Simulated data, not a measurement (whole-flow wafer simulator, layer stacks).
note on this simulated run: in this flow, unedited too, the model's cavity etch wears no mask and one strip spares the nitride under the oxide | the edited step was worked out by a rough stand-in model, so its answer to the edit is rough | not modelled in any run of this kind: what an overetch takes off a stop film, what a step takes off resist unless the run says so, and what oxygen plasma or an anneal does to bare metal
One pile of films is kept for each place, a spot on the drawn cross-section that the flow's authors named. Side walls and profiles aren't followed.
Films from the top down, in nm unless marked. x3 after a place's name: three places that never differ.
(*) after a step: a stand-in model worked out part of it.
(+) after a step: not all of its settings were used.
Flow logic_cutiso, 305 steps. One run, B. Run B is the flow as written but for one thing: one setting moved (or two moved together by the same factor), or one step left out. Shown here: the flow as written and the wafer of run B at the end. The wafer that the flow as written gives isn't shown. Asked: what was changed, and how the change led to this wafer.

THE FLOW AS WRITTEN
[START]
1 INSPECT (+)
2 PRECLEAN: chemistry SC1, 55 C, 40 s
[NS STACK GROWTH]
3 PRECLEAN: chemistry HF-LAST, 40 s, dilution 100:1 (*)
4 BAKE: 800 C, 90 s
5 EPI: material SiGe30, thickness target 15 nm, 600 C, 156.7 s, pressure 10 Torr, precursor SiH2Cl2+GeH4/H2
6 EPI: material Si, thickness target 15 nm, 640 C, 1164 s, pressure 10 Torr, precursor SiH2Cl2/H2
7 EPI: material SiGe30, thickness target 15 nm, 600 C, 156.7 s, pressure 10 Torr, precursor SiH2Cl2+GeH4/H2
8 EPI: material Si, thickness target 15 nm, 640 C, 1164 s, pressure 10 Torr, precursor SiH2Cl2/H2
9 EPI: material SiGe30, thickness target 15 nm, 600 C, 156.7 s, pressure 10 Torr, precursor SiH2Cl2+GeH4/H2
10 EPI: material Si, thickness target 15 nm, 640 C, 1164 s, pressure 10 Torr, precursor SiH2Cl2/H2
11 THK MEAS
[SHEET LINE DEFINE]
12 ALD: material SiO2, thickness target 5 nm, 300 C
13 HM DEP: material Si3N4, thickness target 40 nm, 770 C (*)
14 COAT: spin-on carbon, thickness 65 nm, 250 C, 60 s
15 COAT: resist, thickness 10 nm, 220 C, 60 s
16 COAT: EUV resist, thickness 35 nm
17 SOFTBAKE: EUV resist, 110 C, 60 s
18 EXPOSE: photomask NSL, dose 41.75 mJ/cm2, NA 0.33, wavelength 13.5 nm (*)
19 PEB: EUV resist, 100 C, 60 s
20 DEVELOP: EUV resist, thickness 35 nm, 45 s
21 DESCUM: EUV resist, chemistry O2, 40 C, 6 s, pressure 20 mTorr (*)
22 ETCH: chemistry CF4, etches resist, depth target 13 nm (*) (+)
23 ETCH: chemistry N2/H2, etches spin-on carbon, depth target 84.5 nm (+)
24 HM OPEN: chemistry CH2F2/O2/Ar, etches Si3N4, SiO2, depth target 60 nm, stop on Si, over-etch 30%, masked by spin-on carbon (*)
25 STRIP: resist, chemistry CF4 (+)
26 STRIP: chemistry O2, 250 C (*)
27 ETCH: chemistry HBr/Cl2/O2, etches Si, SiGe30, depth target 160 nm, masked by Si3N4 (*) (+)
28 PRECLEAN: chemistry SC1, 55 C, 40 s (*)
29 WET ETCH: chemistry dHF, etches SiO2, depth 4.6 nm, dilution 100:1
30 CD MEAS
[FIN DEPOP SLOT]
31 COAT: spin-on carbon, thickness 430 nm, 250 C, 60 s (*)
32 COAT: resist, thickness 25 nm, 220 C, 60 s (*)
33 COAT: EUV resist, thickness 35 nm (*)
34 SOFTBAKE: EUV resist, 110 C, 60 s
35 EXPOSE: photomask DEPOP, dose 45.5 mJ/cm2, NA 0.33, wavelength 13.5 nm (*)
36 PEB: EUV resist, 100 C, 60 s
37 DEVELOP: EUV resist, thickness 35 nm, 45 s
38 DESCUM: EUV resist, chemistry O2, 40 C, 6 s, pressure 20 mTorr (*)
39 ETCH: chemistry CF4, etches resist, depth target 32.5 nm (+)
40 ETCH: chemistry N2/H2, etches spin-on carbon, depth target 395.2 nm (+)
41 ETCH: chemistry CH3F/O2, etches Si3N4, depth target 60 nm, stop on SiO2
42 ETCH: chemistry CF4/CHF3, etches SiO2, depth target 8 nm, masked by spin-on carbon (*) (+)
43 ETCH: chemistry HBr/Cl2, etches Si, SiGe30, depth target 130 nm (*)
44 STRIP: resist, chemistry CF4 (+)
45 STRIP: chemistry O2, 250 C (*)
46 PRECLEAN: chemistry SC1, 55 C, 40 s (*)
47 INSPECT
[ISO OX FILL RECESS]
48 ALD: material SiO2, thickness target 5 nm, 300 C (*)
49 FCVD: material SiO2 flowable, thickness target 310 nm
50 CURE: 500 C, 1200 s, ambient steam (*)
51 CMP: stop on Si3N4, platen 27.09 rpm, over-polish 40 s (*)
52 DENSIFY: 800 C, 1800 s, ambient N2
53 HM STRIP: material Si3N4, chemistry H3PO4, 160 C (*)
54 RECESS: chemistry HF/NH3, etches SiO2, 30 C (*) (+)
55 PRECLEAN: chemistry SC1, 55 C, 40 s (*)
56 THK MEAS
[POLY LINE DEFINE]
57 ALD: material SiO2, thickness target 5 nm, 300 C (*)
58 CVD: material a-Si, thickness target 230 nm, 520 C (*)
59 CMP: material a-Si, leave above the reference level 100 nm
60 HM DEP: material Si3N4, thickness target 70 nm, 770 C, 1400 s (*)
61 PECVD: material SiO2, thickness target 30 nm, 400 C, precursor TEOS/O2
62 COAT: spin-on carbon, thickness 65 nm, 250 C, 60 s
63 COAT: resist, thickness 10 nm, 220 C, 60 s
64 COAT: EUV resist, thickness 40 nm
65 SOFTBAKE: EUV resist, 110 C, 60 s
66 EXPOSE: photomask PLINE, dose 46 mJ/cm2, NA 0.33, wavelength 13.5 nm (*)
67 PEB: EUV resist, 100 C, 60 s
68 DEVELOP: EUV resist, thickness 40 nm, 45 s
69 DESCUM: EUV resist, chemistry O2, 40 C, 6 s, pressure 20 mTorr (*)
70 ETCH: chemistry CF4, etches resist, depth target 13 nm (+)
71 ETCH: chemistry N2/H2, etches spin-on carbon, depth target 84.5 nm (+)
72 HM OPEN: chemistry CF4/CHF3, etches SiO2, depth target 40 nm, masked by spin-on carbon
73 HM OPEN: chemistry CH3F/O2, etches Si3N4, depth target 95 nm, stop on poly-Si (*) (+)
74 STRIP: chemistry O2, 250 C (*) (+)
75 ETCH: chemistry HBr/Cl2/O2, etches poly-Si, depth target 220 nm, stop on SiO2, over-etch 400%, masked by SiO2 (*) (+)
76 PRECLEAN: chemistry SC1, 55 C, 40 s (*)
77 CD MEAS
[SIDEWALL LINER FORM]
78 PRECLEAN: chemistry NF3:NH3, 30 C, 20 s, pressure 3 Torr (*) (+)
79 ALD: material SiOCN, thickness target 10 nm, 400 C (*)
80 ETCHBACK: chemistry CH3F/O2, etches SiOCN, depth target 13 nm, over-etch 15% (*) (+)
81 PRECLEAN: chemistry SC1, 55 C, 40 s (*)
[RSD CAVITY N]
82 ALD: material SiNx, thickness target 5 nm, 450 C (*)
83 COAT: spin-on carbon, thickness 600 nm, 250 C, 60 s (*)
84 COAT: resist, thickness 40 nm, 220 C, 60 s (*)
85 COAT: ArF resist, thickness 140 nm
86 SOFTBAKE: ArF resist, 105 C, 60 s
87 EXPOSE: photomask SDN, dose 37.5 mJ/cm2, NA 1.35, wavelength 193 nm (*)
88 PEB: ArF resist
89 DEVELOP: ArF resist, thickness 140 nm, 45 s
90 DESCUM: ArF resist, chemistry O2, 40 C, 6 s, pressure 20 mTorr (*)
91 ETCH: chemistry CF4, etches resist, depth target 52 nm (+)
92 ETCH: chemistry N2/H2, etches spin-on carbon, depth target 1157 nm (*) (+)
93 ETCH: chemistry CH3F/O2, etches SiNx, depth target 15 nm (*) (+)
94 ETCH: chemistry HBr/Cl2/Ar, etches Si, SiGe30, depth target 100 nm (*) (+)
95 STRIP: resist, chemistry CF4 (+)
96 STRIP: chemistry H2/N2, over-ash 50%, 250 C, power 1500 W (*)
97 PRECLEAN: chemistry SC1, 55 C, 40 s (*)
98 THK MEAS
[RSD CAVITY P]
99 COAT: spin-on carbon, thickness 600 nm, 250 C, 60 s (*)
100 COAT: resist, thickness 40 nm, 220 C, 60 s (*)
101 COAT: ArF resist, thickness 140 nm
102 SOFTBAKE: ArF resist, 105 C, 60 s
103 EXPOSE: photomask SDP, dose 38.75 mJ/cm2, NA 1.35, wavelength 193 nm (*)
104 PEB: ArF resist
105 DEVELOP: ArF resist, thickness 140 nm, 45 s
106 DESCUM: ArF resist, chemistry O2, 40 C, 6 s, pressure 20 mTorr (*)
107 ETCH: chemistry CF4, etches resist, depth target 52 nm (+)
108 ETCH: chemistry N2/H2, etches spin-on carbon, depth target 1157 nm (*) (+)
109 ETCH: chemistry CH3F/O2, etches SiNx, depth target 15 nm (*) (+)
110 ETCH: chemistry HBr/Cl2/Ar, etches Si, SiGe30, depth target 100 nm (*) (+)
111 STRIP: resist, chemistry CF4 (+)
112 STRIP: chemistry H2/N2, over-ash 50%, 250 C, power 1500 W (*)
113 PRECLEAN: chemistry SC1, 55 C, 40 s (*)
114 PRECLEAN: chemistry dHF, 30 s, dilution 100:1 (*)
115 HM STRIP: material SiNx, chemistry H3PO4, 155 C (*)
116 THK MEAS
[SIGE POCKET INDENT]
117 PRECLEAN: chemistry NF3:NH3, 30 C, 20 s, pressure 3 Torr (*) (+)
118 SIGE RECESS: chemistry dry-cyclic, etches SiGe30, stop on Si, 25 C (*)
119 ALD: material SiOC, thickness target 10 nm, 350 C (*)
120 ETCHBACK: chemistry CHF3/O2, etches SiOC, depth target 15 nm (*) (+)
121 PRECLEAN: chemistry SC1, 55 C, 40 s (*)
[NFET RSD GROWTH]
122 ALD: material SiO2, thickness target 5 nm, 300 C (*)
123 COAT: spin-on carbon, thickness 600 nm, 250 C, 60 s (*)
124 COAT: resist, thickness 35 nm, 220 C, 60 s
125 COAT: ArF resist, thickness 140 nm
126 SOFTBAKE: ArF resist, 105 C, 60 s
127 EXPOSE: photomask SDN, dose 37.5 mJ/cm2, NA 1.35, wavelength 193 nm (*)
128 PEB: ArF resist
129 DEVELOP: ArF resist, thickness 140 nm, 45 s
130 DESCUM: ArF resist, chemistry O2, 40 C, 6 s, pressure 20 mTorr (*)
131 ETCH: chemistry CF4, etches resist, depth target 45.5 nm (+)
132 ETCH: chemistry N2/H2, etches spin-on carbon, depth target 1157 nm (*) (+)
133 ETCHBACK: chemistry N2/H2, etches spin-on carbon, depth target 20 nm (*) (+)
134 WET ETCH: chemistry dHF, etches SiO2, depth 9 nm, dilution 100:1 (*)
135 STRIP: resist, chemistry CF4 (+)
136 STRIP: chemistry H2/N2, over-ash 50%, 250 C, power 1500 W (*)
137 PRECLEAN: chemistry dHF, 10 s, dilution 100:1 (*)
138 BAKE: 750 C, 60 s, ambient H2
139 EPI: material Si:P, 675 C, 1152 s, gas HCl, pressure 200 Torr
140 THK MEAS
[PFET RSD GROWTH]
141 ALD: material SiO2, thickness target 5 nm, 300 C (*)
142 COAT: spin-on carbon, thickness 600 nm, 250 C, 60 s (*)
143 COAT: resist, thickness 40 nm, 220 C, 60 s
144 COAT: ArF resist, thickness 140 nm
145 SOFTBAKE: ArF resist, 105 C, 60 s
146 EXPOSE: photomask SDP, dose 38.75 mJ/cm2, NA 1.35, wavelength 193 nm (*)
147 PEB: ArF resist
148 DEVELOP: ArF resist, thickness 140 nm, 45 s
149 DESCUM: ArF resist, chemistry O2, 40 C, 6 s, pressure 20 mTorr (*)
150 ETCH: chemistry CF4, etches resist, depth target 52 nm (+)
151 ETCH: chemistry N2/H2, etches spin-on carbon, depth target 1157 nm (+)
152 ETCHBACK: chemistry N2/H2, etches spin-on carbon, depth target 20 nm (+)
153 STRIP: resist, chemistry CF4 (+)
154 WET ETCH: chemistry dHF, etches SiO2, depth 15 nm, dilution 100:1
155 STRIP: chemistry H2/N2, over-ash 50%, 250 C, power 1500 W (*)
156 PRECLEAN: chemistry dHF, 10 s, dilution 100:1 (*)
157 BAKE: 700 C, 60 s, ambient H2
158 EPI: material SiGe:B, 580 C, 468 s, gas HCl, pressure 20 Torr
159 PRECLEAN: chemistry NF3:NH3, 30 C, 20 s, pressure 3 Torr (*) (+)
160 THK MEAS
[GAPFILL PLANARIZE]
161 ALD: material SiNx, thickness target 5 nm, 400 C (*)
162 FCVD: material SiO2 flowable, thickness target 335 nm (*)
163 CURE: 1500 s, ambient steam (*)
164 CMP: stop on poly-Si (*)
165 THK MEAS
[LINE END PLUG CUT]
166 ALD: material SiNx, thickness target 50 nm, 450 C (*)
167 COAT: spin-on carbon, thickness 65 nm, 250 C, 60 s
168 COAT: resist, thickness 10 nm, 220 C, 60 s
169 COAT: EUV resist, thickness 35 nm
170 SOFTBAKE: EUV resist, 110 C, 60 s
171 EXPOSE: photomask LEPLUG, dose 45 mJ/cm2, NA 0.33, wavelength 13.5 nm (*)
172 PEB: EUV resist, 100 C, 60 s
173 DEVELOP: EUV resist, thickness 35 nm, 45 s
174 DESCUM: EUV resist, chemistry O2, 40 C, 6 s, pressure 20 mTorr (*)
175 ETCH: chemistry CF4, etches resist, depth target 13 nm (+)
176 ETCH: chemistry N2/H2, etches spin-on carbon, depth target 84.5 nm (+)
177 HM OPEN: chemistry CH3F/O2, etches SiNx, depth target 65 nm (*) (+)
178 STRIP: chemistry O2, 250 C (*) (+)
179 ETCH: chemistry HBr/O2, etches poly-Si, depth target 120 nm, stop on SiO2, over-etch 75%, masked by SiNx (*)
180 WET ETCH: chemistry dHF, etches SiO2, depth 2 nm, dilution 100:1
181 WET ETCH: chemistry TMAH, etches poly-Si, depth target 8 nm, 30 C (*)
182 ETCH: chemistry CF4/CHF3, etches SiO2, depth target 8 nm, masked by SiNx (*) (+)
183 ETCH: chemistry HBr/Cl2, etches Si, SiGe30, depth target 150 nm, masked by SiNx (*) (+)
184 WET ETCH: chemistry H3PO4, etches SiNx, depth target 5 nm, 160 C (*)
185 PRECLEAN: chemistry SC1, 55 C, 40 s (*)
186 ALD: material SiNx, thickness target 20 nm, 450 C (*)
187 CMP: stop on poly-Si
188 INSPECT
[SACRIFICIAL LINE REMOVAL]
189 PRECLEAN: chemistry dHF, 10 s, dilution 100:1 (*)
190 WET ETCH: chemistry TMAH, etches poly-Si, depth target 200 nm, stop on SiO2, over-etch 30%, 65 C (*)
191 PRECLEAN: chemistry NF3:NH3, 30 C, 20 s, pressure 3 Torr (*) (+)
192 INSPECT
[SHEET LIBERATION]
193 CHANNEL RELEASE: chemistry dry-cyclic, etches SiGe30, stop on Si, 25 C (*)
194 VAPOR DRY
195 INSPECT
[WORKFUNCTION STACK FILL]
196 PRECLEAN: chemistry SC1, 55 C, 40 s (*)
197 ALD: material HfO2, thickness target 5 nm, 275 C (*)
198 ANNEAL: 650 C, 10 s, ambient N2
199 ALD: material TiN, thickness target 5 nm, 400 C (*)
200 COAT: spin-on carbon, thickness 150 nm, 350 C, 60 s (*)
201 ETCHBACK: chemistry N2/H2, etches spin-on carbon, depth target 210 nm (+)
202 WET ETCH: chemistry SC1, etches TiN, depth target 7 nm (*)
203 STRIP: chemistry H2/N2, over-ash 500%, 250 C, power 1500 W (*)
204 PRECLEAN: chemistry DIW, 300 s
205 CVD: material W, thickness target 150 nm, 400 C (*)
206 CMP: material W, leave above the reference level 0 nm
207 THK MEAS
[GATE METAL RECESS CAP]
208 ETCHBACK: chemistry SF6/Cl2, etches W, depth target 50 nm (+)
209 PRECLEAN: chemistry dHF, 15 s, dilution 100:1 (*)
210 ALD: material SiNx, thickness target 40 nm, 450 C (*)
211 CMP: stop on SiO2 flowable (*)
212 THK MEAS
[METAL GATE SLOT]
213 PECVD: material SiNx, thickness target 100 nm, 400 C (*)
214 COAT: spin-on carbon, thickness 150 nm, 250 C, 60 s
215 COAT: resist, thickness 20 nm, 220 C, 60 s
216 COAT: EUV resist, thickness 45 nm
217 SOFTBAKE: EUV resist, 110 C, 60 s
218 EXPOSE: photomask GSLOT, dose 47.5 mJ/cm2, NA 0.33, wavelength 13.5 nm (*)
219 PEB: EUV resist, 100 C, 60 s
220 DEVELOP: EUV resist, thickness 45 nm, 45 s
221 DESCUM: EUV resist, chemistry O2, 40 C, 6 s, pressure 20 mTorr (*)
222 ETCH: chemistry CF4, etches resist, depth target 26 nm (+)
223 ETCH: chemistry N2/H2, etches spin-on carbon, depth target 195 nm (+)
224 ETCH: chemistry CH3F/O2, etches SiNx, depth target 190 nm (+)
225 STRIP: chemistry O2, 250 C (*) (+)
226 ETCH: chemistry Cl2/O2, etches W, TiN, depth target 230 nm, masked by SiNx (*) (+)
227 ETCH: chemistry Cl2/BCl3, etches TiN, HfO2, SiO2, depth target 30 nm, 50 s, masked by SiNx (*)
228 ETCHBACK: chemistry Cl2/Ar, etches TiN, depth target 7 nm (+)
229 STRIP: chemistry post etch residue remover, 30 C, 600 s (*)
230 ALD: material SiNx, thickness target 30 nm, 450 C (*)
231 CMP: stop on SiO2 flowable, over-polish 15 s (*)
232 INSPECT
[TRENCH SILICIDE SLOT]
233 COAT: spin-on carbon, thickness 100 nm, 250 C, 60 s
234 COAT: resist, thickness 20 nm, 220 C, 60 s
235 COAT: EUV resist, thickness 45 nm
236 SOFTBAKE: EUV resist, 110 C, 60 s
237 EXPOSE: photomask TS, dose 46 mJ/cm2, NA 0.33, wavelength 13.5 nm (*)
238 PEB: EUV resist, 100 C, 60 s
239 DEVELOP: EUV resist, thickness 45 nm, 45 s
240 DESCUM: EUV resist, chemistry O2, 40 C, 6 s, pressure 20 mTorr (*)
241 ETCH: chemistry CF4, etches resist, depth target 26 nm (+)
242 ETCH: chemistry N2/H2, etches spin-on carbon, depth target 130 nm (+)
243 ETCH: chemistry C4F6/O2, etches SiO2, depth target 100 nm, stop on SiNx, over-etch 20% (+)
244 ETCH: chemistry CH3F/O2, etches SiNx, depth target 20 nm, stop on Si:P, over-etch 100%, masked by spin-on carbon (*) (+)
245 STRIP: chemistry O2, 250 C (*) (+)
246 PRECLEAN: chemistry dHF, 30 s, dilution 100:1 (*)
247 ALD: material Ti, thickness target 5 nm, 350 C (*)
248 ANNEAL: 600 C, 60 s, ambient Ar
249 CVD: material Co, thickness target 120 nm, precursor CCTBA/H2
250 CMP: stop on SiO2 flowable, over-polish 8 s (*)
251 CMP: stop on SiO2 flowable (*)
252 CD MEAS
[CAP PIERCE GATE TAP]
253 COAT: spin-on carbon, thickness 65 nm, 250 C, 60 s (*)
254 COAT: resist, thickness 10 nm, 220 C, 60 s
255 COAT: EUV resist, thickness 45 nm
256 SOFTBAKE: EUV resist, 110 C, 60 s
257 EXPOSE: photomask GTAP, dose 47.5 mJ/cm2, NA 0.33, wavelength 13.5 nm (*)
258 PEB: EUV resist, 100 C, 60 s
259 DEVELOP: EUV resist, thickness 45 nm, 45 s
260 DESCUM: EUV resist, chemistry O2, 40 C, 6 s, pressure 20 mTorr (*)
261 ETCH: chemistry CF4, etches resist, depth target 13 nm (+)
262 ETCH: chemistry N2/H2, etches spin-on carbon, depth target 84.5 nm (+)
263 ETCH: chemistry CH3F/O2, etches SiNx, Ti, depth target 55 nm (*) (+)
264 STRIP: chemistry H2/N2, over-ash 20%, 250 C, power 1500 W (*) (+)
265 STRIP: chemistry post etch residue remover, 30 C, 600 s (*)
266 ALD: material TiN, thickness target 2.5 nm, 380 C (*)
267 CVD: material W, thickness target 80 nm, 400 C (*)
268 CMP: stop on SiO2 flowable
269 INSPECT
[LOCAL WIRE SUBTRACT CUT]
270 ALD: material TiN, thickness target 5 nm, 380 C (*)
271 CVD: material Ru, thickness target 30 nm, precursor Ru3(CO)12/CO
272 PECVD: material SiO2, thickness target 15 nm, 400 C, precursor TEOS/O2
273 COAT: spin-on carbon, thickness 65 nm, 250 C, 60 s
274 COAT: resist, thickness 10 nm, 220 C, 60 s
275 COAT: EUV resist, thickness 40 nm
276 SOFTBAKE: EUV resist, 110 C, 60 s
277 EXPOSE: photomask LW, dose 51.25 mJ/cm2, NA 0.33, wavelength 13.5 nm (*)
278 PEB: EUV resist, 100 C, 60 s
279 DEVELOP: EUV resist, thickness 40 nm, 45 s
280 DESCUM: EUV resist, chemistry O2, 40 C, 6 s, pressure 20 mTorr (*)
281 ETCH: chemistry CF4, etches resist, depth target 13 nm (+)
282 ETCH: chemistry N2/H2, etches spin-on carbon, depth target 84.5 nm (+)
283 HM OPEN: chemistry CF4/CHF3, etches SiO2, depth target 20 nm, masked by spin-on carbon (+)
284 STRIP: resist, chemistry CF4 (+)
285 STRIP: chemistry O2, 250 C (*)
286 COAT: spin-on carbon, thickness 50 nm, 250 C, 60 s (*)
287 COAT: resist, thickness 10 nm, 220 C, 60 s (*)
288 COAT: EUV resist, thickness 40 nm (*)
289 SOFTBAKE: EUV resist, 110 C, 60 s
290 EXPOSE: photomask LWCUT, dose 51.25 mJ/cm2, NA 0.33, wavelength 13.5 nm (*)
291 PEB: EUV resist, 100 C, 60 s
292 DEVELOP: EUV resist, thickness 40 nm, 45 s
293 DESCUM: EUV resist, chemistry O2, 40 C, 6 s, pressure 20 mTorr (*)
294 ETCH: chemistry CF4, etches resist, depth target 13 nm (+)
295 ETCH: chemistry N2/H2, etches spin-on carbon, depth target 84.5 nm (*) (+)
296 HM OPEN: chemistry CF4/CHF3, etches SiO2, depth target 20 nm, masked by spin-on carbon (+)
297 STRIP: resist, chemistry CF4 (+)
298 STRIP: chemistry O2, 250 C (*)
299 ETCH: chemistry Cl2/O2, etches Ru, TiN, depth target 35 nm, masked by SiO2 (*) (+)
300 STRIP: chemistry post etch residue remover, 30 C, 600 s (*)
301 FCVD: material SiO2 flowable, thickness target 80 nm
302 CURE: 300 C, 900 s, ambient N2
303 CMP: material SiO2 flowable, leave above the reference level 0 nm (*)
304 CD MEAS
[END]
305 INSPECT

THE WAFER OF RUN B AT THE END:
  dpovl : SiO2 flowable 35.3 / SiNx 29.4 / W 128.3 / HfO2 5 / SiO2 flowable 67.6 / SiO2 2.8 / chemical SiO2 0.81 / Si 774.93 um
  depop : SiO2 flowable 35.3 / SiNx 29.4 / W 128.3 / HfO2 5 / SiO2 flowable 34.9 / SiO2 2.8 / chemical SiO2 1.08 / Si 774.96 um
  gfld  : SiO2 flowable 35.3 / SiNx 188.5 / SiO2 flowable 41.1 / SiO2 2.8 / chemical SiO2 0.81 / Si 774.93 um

The cause: step 48, ALD: thickness target 2.8 nm was run, where the flow has thickness target 5 nm.
It can be read off the wafer: dpovl has SiO2 2.8, and step 48 as written asks for 5 nm.

How the change led to this, step by step:
  48 ALD: material SiO2, thickness target 5 nm, 300 C (*)
      depop, dpovl, gfld and 19 more: SiO2 +2.8 (new film) (as written it would be: SiO2 +5 (new film))
  49 FCVD: material SiO2 flowable, thickness target 310 nm
      dpovl, nsgap: SiO2 flowable +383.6 (new film) (as written it would be: SiO2 flowable +392.6 (new film))
      depop: SiO2 flowable +350.9 (new film) (as written it would be: SiO2 flowable +359.9 (new film))
      (and at 2 more places)
  51 CMP: stop on Si3N4, platen 27.09 rpm, over-polish 40 s (*)
      gxn, gxp: SiO2 flowable -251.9 (all of it), SiO2 -2.8 (all of it), Si3N4 -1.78 (as written it would be: SiO2 flowable -253 (all of it), SiO2 -5 (all of it), Si3N4 -1.78)
      lnrt, tap: SiO2 flowable -253.1 (all of it), SiO2 -2.8 (all of it), Si3N4 -1.78 (as written it would be: SiO2 flowable -254.2 (all of it), SiO2 -5 (all of it), Si3N4 -1.78)
      (and at 14 more places)
  197 ALD: material HfO2, thickness target 5 nm, 275 C (*)
      gxf: HfO2 +5 (new film) (as written it would be: HfO2 +7.7 (new film))
  199 ALD: material TiN, thickness target 5 nm, 400 C (*)
      gxf: TiN +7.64 (new film) (as written it would be: TiN +5 (new film))
